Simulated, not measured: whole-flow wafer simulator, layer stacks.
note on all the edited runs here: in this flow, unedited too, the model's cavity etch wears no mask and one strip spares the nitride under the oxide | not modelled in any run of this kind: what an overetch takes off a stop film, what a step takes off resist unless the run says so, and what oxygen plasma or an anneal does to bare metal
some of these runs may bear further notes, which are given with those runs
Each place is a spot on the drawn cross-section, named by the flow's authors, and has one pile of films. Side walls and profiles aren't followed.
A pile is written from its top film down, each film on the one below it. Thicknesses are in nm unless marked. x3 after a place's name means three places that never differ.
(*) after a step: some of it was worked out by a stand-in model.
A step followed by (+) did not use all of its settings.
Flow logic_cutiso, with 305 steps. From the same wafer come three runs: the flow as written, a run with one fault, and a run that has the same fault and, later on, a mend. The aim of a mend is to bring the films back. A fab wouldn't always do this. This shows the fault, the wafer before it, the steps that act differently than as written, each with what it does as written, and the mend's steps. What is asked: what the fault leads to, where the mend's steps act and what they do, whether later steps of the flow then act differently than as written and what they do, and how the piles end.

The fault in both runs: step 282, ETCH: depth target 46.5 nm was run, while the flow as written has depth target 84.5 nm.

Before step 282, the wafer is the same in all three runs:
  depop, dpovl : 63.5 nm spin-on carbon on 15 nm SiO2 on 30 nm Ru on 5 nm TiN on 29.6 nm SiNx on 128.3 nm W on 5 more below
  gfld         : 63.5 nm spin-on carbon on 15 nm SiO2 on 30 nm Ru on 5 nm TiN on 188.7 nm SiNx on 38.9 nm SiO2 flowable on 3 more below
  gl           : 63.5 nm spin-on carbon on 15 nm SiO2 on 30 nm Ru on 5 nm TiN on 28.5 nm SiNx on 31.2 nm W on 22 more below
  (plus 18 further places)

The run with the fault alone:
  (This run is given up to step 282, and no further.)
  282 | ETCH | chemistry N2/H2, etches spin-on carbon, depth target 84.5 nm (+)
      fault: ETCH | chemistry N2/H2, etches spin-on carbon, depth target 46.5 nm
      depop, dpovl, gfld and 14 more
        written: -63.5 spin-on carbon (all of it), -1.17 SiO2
        fault: -46.5 spin-on carbon
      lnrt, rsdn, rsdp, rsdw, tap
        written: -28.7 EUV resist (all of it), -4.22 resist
        fault: -28.7 EUV resist (all of it), -1.69 resist
  After step 282, at depop, dpovl, gfld and 19 more, the piles differ from the flow's by more than 2% or 0.5 nm, whichever is larger.
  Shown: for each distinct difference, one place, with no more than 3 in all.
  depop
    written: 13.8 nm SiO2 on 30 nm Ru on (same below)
    fault: 17 nm spin-on carbon on 15 nm SiO2 on 30 nm Ru on (same below)
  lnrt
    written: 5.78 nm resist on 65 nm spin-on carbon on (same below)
    fault: 8.31 nm resist on 65 nm spin-on carbon on (same below)

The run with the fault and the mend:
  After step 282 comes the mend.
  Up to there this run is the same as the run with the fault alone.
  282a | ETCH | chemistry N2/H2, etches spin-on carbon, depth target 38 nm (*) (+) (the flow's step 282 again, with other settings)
      depop, dpovl, gfld and 14 more
        -17 spin-on carbon (all of it), -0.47 SiO2
      lnrt, rsdn, rsdp, rsdw, tap
        -1.7 resist
  Steps further on in the flow that do not act as written (not shown: 6 more steps that differ only slightly, by at most 2% or 0.5 nm, whichever is larger):
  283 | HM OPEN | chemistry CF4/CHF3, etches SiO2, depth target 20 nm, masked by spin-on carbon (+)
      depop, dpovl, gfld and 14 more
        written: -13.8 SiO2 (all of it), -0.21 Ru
        mend: -14.5 SiO2 (all of it), -0.18 Ru
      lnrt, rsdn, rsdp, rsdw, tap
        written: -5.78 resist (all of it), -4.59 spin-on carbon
        mend: -6.61 resist (all of it), -4.32 spin-on carbon
  At the end the piles are close to the flow's at the places that both follow, differing by at most 2% or 0.5 nm, whichever is larger.
